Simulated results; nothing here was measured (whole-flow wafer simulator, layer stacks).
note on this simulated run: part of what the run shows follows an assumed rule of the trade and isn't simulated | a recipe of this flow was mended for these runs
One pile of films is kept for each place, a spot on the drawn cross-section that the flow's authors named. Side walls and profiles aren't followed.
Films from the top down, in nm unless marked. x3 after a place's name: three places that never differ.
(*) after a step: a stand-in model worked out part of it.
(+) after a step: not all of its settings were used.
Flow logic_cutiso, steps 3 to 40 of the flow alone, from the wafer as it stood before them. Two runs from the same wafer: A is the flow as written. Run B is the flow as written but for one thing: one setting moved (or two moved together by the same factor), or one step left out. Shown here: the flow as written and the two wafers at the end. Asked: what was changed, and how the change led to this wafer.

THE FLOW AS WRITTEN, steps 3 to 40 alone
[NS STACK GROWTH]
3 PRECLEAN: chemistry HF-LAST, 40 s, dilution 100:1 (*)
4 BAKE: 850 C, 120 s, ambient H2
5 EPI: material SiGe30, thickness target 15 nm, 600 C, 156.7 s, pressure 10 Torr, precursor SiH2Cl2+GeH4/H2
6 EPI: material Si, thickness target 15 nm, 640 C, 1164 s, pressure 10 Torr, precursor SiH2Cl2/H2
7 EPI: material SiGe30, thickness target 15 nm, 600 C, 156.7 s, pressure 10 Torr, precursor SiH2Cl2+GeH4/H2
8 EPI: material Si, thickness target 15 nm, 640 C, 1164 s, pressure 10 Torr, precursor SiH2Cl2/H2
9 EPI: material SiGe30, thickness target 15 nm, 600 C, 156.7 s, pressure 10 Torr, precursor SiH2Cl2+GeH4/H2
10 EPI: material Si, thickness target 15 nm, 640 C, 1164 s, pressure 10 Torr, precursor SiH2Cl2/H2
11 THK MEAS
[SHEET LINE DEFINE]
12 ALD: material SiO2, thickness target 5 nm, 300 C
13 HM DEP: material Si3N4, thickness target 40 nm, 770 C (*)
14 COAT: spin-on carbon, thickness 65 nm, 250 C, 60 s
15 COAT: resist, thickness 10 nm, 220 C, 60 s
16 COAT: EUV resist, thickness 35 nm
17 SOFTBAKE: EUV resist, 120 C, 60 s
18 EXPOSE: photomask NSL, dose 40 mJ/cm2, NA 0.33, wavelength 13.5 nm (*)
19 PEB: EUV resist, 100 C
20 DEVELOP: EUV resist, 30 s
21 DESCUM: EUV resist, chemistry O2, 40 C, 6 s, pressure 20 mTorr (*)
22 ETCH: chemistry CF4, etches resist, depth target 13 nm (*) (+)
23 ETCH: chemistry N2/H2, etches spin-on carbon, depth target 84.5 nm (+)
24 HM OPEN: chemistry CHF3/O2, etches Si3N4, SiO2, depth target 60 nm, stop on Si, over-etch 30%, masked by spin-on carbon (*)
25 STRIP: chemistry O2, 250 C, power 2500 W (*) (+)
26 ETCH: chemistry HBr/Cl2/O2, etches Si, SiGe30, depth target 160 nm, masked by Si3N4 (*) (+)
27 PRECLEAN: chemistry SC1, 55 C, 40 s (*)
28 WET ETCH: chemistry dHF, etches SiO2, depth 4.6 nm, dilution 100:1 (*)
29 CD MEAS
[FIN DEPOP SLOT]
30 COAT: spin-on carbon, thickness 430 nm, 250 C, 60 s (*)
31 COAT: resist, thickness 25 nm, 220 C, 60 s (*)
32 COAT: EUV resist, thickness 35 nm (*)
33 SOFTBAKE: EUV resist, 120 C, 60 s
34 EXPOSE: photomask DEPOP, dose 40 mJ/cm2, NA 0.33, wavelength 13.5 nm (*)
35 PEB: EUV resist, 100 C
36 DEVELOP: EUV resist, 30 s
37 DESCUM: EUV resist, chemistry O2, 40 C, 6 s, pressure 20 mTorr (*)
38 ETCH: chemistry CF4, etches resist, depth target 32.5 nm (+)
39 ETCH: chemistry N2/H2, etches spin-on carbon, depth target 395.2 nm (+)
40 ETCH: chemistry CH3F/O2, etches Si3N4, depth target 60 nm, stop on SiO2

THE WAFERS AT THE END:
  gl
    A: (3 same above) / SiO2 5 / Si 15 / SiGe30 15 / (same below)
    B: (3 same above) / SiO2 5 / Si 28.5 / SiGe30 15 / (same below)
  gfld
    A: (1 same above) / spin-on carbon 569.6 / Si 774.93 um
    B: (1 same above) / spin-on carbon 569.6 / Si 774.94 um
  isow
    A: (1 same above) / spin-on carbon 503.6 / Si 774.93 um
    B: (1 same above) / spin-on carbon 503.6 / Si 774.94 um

The cause: step 10, EPI: thickness target 28.5 nm was run, where the flow has thickness target 15 nm; step 10, EPI: 2212 s was run, where the flow has 1164 s.
It can be read off the wafer: gl has Si 28.5, and step 10 as written asks for 15 nm.

How the change led to this, step by step:
  10 EPI: material Si, thickness target 15 nm, 640 C, 1164 s, pressure 10 Torr, precursor SiH2Cl2/H2
      depop, dpovl, gfld and 19 more: A Si +15 (new film) | B Si +28.5 (new film)
  26 ETCH: chemistry HBr/Cl2/O2, etches Si, SiGe30, depth target 160 nm, masked by Si3N4 (*) (+)
      dpovl, gfld, gxf, iso, isow, lnri, nsgap: A chemical SiO2 -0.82 (all of it), Si -12 (all of it), SiGe30 -15 (all of it), Si -15 (all of it), SiGe30 -15 (all of it), Si -15 (all of it), SiGe30 -15 (all of it), Si -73 | B chemical SiO2 -0.82 (all of it), Si -25.5 (all of it), SiGe30 -15 (all of it), Si -15 (all of it), SiGe30 -15 (all of it), Si -15 (all of it), SiGe30 -15 (all of it), Si -59.5
